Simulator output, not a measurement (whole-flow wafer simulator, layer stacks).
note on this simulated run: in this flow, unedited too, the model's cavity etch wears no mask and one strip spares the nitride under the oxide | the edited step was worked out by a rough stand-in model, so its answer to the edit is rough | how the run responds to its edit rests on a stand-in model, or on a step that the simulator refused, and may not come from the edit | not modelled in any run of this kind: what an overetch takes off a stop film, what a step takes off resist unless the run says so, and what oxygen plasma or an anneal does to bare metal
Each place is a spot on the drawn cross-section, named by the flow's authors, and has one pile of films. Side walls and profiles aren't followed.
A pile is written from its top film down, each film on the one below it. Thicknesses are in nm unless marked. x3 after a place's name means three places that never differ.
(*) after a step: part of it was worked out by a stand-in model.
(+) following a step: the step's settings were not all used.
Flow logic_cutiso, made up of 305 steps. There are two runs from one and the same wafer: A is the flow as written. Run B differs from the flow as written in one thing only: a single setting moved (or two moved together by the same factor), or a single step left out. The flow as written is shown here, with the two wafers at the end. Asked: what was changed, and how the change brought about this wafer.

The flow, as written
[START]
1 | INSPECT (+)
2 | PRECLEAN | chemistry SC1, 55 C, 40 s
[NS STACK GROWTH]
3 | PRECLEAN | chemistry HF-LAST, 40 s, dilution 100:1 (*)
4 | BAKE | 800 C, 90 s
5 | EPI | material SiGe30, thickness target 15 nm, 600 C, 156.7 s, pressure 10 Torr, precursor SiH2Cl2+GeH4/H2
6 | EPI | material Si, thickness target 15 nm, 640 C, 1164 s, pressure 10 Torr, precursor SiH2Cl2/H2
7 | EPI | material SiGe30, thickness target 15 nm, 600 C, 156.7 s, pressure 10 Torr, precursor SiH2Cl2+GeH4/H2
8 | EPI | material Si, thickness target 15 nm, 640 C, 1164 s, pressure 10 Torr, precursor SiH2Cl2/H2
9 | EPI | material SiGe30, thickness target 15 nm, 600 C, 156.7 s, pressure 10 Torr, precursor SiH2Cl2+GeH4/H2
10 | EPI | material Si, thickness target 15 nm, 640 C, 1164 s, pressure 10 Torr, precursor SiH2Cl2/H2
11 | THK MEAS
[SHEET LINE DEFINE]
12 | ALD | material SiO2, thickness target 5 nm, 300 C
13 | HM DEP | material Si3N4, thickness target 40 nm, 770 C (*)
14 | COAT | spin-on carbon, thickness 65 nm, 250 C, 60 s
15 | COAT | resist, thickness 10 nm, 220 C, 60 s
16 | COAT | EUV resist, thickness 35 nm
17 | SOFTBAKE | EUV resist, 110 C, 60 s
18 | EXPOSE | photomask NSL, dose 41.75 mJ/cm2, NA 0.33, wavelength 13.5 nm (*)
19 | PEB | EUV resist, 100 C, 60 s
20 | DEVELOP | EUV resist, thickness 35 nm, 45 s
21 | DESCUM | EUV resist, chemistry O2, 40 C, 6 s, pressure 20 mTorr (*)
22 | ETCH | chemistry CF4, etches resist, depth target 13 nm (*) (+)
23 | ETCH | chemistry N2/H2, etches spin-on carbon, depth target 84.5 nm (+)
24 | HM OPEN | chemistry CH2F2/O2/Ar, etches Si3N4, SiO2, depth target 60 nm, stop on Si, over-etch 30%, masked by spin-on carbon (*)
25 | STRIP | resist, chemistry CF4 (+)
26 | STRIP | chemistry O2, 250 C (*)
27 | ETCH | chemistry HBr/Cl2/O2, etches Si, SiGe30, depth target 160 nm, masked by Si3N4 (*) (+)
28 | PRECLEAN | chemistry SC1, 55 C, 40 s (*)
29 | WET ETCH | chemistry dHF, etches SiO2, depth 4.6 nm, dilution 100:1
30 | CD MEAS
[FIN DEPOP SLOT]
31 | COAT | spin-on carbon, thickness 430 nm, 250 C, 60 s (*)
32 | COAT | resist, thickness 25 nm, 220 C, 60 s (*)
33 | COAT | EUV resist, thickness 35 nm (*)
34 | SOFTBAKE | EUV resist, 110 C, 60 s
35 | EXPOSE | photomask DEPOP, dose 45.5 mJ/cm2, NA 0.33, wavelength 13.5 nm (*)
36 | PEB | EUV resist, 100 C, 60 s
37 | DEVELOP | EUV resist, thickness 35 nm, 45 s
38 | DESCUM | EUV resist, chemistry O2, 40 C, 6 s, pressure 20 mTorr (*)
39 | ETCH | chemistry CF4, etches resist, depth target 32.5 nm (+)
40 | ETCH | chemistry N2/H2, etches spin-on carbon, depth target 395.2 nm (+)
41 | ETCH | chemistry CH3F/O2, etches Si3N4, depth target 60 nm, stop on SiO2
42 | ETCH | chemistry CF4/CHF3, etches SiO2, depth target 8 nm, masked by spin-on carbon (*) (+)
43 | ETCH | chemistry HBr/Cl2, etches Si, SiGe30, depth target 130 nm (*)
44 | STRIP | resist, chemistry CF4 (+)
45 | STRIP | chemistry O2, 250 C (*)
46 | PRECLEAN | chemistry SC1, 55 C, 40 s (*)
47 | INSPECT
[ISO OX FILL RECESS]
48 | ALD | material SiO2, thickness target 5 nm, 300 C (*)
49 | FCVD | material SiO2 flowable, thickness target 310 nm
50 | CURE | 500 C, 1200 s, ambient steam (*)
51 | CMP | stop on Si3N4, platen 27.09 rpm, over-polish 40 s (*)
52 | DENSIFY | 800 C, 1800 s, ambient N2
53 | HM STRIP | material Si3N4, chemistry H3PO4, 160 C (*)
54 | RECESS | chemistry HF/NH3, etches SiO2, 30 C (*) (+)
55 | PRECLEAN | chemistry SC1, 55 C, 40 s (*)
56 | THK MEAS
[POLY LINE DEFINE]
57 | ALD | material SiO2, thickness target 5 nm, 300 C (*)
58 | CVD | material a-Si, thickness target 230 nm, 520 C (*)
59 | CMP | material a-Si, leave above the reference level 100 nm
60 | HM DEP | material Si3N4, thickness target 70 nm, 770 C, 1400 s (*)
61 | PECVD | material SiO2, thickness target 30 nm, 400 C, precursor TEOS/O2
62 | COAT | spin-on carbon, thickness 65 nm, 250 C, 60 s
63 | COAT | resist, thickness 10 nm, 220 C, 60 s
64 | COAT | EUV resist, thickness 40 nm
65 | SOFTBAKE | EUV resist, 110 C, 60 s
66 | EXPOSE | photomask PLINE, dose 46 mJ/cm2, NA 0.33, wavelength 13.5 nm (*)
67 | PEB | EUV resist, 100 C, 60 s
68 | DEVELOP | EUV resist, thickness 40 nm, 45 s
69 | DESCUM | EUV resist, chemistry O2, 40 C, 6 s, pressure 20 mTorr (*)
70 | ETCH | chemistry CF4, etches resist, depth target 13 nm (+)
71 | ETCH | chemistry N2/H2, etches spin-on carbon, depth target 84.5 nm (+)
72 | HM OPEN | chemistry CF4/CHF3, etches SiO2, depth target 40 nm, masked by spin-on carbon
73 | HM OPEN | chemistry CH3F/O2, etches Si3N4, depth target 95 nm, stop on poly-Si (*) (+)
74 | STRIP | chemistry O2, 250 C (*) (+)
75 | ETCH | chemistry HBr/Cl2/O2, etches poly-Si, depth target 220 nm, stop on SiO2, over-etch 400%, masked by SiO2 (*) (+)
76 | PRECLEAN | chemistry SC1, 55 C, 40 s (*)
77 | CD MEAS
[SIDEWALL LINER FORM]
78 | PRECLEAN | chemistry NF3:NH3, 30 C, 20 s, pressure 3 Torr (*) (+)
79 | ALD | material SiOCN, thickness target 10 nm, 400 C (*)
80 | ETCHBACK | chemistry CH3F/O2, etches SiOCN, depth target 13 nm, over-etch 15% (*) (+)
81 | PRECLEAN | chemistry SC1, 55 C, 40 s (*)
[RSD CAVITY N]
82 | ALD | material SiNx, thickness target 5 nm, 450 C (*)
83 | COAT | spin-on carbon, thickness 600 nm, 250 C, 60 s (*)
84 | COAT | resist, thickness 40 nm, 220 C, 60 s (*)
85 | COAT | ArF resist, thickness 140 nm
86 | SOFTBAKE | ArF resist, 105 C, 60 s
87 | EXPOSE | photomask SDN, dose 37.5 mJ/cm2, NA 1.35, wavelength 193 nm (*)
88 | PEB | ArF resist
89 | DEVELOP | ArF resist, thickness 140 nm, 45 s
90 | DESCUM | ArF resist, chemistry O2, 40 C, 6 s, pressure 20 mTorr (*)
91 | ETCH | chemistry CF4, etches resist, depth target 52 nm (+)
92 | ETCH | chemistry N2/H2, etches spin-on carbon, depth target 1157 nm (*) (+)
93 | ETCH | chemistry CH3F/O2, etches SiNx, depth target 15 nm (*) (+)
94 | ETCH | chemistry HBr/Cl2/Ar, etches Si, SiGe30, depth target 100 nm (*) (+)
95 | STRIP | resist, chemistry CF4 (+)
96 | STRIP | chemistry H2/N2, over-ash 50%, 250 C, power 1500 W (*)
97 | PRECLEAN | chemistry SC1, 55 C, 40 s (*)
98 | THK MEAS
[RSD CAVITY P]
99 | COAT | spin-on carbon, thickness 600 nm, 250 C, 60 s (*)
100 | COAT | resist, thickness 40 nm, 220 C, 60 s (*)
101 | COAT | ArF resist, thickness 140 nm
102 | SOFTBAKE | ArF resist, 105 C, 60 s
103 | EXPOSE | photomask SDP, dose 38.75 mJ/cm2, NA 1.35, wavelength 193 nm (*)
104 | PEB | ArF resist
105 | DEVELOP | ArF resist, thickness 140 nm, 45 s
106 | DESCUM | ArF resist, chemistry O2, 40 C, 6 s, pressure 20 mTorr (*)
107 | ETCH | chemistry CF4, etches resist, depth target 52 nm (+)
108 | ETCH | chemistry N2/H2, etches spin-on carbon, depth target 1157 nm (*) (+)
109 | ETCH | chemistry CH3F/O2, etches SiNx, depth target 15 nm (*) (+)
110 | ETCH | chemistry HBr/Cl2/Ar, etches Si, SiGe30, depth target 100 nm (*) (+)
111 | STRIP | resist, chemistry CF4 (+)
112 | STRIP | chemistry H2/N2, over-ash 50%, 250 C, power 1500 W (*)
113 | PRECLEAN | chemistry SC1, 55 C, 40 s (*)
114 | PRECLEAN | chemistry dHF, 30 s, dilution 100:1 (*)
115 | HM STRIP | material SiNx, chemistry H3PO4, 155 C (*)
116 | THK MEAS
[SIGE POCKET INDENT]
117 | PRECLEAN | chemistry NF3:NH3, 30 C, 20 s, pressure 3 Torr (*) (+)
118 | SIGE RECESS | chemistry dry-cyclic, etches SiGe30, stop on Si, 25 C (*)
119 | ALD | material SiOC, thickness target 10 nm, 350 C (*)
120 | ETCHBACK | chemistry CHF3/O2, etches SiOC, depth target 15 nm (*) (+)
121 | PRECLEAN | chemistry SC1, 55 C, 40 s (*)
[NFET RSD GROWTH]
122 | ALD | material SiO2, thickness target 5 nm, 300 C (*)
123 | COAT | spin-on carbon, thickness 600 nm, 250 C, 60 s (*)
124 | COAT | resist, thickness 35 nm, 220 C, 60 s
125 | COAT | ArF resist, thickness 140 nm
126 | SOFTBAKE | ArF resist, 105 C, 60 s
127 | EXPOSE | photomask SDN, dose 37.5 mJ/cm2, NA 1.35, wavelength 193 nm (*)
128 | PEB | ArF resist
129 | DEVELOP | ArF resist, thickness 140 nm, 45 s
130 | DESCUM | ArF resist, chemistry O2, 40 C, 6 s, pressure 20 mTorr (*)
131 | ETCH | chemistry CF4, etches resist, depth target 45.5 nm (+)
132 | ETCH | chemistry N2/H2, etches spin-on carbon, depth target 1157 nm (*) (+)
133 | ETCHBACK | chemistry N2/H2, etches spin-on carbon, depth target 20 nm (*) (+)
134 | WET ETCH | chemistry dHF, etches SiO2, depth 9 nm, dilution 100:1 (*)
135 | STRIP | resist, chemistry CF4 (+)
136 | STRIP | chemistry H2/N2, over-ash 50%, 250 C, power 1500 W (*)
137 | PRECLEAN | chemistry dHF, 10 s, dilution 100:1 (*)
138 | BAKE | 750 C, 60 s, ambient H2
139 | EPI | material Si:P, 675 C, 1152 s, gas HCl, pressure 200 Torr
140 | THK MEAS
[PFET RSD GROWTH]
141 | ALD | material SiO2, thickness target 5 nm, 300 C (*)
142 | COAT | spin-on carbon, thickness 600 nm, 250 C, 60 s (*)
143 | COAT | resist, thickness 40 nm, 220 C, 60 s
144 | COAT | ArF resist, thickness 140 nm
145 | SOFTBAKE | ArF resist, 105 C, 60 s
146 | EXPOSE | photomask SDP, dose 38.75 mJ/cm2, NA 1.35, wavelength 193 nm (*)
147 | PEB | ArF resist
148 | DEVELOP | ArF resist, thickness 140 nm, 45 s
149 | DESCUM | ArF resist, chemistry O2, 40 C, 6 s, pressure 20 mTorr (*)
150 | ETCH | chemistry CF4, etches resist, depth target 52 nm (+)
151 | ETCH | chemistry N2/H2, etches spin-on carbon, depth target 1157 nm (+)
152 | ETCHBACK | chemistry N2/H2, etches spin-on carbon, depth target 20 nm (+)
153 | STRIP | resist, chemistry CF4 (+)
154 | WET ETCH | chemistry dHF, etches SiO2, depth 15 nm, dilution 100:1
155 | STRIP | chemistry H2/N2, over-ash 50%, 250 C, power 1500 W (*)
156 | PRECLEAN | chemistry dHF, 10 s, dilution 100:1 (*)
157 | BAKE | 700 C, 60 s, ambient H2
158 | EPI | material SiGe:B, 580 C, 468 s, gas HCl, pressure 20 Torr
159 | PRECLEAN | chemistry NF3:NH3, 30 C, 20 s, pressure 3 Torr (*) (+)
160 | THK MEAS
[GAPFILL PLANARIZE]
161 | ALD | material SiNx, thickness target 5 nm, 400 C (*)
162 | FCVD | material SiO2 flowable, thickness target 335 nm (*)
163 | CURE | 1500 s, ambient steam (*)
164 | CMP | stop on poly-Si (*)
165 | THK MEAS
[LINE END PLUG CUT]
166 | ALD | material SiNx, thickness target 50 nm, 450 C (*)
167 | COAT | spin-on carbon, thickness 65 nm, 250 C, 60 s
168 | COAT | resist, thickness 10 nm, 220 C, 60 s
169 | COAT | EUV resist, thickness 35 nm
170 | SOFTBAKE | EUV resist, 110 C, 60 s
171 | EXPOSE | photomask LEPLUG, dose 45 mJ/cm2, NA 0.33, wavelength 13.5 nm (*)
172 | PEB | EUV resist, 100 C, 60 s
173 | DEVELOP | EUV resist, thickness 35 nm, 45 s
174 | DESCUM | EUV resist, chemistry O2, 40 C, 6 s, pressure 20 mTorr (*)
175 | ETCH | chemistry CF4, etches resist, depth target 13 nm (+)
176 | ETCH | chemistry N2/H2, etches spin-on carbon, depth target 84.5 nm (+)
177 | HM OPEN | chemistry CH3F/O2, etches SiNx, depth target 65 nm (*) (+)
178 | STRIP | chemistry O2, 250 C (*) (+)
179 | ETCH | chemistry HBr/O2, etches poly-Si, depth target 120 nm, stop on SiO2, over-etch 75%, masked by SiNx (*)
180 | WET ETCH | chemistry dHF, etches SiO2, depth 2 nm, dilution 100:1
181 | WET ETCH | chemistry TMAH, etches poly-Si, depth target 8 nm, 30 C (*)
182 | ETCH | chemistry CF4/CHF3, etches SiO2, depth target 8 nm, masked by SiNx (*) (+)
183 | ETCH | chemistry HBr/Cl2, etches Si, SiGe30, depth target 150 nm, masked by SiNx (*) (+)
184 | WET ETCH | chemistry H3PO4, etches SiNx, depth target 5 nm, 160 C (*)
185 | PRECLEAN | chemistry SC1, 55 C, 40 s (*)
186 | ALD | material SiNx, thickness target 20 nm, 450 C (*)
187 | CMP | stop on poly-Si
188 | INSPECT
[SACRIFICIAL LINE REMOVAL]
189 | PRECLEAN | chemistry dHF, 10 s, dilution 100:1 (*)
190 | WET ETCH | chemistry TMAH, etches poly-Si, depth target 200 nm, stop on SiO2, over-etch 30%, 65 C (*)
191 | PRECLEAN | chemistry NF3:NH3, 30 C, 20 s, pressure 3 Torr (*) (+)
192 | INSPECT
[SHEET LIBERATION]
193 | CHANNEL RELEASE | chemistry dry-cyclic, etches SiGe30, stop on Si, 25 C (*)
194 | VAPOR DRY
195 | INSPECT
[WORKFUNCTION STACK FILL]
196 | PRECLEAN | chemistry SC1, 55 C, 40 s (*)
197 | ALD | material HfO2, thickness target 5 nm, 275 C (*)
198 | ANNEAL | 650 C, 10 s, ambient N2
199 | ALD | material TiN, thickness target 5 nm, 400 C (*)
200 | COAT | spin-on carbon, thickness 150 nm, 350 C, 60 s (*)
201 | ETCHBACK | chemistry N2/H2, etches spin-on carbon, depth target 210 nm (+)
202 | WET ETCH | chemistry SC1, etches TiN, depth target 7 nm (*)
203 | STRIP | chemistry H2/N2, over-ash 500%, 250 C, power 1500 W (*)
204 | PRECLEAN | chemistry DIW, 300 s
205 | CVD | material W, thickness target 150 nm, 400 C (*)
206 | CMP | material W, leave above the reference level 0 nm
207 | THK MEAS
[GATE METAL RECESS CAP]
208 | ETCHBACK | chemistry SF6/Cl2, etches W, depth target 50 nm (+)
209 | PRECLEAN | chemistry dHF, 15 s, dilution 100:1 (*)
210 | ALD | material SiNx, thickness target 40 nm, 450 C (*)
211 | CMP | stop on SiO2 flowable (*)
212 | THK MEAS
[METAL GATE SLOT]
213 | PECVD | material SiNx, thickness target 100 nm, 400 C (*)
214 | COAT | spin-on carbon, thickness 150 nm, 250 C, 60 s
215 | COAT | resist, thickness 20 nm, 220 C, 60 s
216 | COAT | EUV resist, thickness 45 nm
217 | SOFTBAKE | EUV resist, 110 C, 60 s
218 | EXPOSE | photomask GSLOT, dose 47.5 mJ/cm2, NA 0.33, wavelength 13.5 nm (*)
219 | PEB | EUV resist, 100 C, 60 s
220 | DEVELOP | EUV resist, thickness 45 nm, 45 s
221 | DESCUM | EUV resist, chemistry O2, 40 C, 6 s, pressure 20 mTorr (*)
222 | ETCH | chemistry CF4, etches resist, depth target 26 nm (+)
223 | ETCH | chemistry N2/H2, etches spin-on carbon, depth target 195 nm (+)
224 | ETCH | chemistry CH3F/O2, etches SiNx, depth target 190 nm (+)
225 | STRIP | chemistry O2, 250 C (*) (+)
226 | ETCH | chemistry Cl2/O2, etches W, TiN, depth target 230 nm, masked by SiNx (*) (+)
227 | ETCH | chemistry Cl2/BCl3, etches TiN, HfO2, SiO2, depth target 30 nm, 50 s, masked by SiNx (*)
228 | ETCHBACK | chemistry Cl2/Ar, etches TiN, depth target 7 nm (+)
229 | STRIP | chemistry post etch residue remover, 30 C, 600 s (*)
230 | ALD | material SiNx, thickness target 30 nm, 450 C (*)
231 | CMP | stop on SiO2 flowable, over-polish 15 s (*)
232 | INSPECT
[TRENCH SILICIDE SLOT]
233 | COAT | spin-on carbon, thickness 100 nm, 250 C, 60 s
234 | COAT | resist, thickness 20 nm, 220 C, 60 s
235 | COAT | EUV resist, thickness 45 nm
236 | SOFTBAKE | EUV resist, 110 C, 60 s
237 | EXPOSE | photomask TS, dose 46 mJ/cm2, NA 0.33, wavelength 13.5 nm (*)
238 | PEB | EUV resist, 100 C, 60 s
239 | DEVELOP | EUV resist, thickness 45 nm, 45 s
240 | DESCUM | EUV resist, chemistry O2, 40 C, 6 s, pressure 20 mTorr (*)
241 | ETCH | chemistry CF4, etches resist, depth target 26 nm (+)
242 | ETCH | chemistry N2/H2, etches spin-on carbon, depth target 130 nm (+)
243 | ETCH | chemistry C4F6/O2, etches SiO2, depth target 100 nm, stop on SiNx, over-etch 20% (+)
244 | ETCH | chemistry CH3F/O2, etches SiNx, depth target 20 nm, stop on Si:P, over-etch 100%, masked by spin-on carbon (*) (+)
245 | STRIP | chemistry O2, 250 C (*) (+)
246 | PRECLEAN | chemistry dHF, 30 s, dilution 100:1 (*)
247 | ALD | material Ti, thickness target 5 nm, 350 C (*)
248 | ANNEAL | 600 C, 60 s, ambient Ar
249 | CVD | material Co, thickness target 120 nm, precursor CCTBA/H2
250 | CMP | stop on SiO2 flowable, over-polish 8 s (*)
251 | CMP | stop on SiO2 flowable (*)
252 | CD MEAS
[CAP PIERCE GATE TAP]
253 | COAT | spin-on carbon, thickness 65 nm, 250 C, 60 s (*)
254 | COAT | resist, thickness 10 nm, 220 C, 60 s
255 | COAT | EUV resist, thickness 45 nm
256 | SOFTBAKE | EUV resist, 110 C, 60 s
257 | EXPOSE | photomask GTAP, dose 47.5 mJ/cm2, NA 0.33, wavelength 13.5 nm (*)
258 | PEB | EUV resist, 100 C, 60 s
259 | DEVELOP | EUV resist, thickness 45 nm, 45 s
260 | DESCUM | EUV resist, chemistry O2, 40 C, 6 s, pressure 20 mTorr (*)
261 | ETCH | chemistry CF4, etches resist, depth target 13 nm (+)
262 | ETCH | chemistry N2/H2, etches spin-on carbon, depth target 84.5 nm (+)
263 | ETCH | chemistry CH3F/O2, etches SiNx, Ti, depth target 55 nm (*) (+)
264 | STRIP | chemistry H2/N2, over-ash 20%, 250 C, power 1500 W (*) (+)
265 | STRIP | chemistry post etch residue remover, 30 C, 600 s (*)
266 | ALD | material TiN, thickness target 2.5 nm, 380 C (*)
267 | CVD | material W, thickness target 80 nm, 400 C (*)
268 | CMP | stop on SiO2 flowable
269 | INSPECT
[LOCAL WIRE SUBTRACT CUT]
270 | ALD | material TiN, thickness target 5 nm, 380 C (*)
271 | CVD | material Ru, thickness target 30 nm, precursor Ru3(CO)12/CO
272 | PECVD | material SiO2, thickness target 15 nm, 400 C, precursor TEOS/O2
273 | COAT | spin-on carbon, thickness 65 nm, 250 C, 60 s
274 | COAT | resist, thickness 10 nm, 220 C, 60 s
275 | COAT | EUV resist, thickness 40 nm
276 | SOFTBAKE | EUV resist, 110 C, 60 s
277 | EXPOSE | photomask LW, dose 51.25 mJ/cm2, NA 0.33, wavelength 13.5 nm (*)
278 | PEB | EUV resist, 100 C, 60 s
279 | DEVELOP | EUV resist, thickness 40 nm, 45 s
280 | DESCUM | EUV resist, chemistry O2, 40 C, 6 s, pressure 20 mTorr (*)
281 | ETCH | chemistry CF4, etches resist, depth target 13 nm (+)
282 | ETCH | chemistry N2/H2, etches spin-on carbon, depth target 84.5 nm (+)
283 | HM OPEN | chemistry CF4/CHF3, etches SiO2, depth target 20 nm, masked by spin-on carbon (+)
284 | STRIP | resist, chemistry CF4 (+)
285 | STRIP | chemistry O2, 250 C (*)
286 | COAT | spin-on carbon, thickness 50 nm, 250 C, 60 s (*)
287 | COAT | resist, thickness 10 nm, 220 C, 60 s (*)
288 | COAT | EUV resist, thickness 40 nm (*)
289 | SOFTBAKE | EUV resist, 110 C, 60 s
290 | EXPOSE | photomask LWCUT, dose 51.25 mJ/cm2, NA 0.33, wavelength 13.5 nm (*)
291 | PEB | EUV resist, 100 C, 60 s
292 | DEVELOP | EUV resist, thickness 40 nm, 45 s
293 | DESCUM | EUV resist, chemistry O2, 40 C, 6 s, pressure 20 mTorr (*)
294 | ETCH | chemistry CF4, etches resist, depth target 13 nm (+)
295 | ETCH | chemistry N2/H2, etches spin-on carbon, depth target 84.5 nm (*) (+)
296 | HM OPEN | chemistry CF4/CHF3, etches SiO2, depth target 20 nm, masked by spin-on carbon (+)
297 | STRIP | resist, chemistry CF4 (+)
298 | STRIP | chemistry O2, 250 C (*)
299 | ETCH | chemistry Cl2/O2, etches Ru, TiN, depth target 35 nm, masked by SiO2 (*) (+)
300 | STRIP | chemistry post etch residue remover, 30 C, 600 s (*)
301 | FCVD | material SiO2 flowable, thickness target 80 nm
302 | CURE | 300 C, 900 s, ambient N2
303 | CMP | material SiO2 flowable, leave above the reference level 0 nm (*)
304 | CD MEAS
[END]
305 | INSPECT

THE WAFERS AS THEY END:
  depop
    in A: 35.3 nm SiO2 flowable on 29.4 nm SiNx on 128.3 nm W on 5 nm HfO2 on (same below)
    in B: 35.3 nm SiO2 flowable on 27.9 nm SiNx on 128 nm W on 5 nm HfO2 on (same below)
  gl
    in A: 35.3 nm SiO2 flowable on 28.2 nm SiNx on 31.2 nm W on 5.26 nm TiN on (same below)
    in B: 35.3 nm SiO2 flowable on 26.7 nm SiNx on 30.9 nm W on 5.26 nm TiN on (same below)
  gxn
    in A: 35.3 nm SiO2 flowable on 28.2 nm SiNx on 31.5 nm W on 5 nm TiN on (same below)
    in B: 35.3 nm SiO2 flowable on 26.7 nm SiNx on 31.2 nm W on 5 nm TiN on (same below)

Cause: step 162, FCVD: thickness target 460.6 nm was run, whereas the flow has thickness target 335 nm.

The path from the change to this, step by step:
  162 | FCVD | material SiO2 flowable, thickness target 335 nm (*)
      depop, dpovl, isow, ns, nsgap: A SiO2 flowable gains 335 (new film) | B SiO2 flowable gains 460.6 (new film)
      rsdn, rsdp, rsdw, rsdx: A SiO2 flowable gains 423.9 (new film) | B SiO2 flowable gains 549.5 (new film)
      (also at 13 further places)
  163 | CURE | 1500 s, ambient steam (*)
      depop, dpovl, isow, ns, nsgap: A SiO2 flowable loses 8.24 | B SiO2 flowable loses 10.1
      gfld, iso, lnri: A SiO2 flowable loses 7.46 | B SiO2 flowable loses 9.53
      (also at 14 further places)
  164 | CMP | stop on poly-Si (*)
      depop, dpovl, isow, ns, nsgap: A SiO2 flowable loses 326.8 (all of it), SiNx loses 5 (all of it), SiO2 loses 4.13 (all of it), Si3N4 loses 70 (all of it) | B SiO2 flowable loses 450.5 (all of it), SiNx loses 5 (all of it), SiO2 loses 4.13 (all of it), Si3N4 loses 70 (all of it)
      iso, rsdn, rsdp, rsdx: A SiO2 flowable loses 331 | B SiO2 flowable loses 454.5
      (also at 13 further places)
  209 | PRECLEAN | chemistry dHF, 15 s, dilution 100:1 (*)
      iso: A SiO2 flowable loses 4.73 | B SiO2 flowable loses 5.25
  246 | PRECLEAN | chemistry dHF, 30 s, dilution 100:1 (*)
      iso: A SiO2 flowable loses 9.13 | B SiO2 flowable loses 10.2
      rsdx: A SiO2 flowable loses 8.73 | B SiO2 flowable loses 9.41
  250 | CMP | stop on SiO2 flowable, over-polish 8 s (*)
      rsdx: A Co loses 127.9 (all of it) | B Co loses 127.1
  251 | CMP | stop on SiO2 flowable (*)
      rsdx: A Ti loses 5 (all of it) | B Co loses 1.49 (all of it), Ti loses 4.15
      iso: A Co loses 1.22 (all of it), Ti loses 4.34 | B Co loses 2.32 (all of it), Ti loses 3.32
  265 | STRIP | chemistry post etch residue remover, 30 C, 600 s (*)
      rsdx: A nothing | B Ti loses 0.85 (all of it)
      iso: A Ti loses 0.66 (all of it) | B Ti loses 1.68 (all of it)
  268 | CMP | stop on SiO2 flowable
      depop, dpovl, gfld and 9 more: A W loses 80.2 (all of it), TiN loses 2.5 (all of it), SiNx loses 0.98 | B W loses 80.2 (all of it), TiN loses 2.5 (all of it), SiNx loses 2.08
      lnr, lnri, lnrp, lnrt: A W loses 80 (all of it), TiN loses 2.5 (all of it), SiOCN loses 1.22 | B W loses 80 (all of it), TiN loses 2.5 (all of it), SiOCN loses 2.32
      (also at 3 further places)
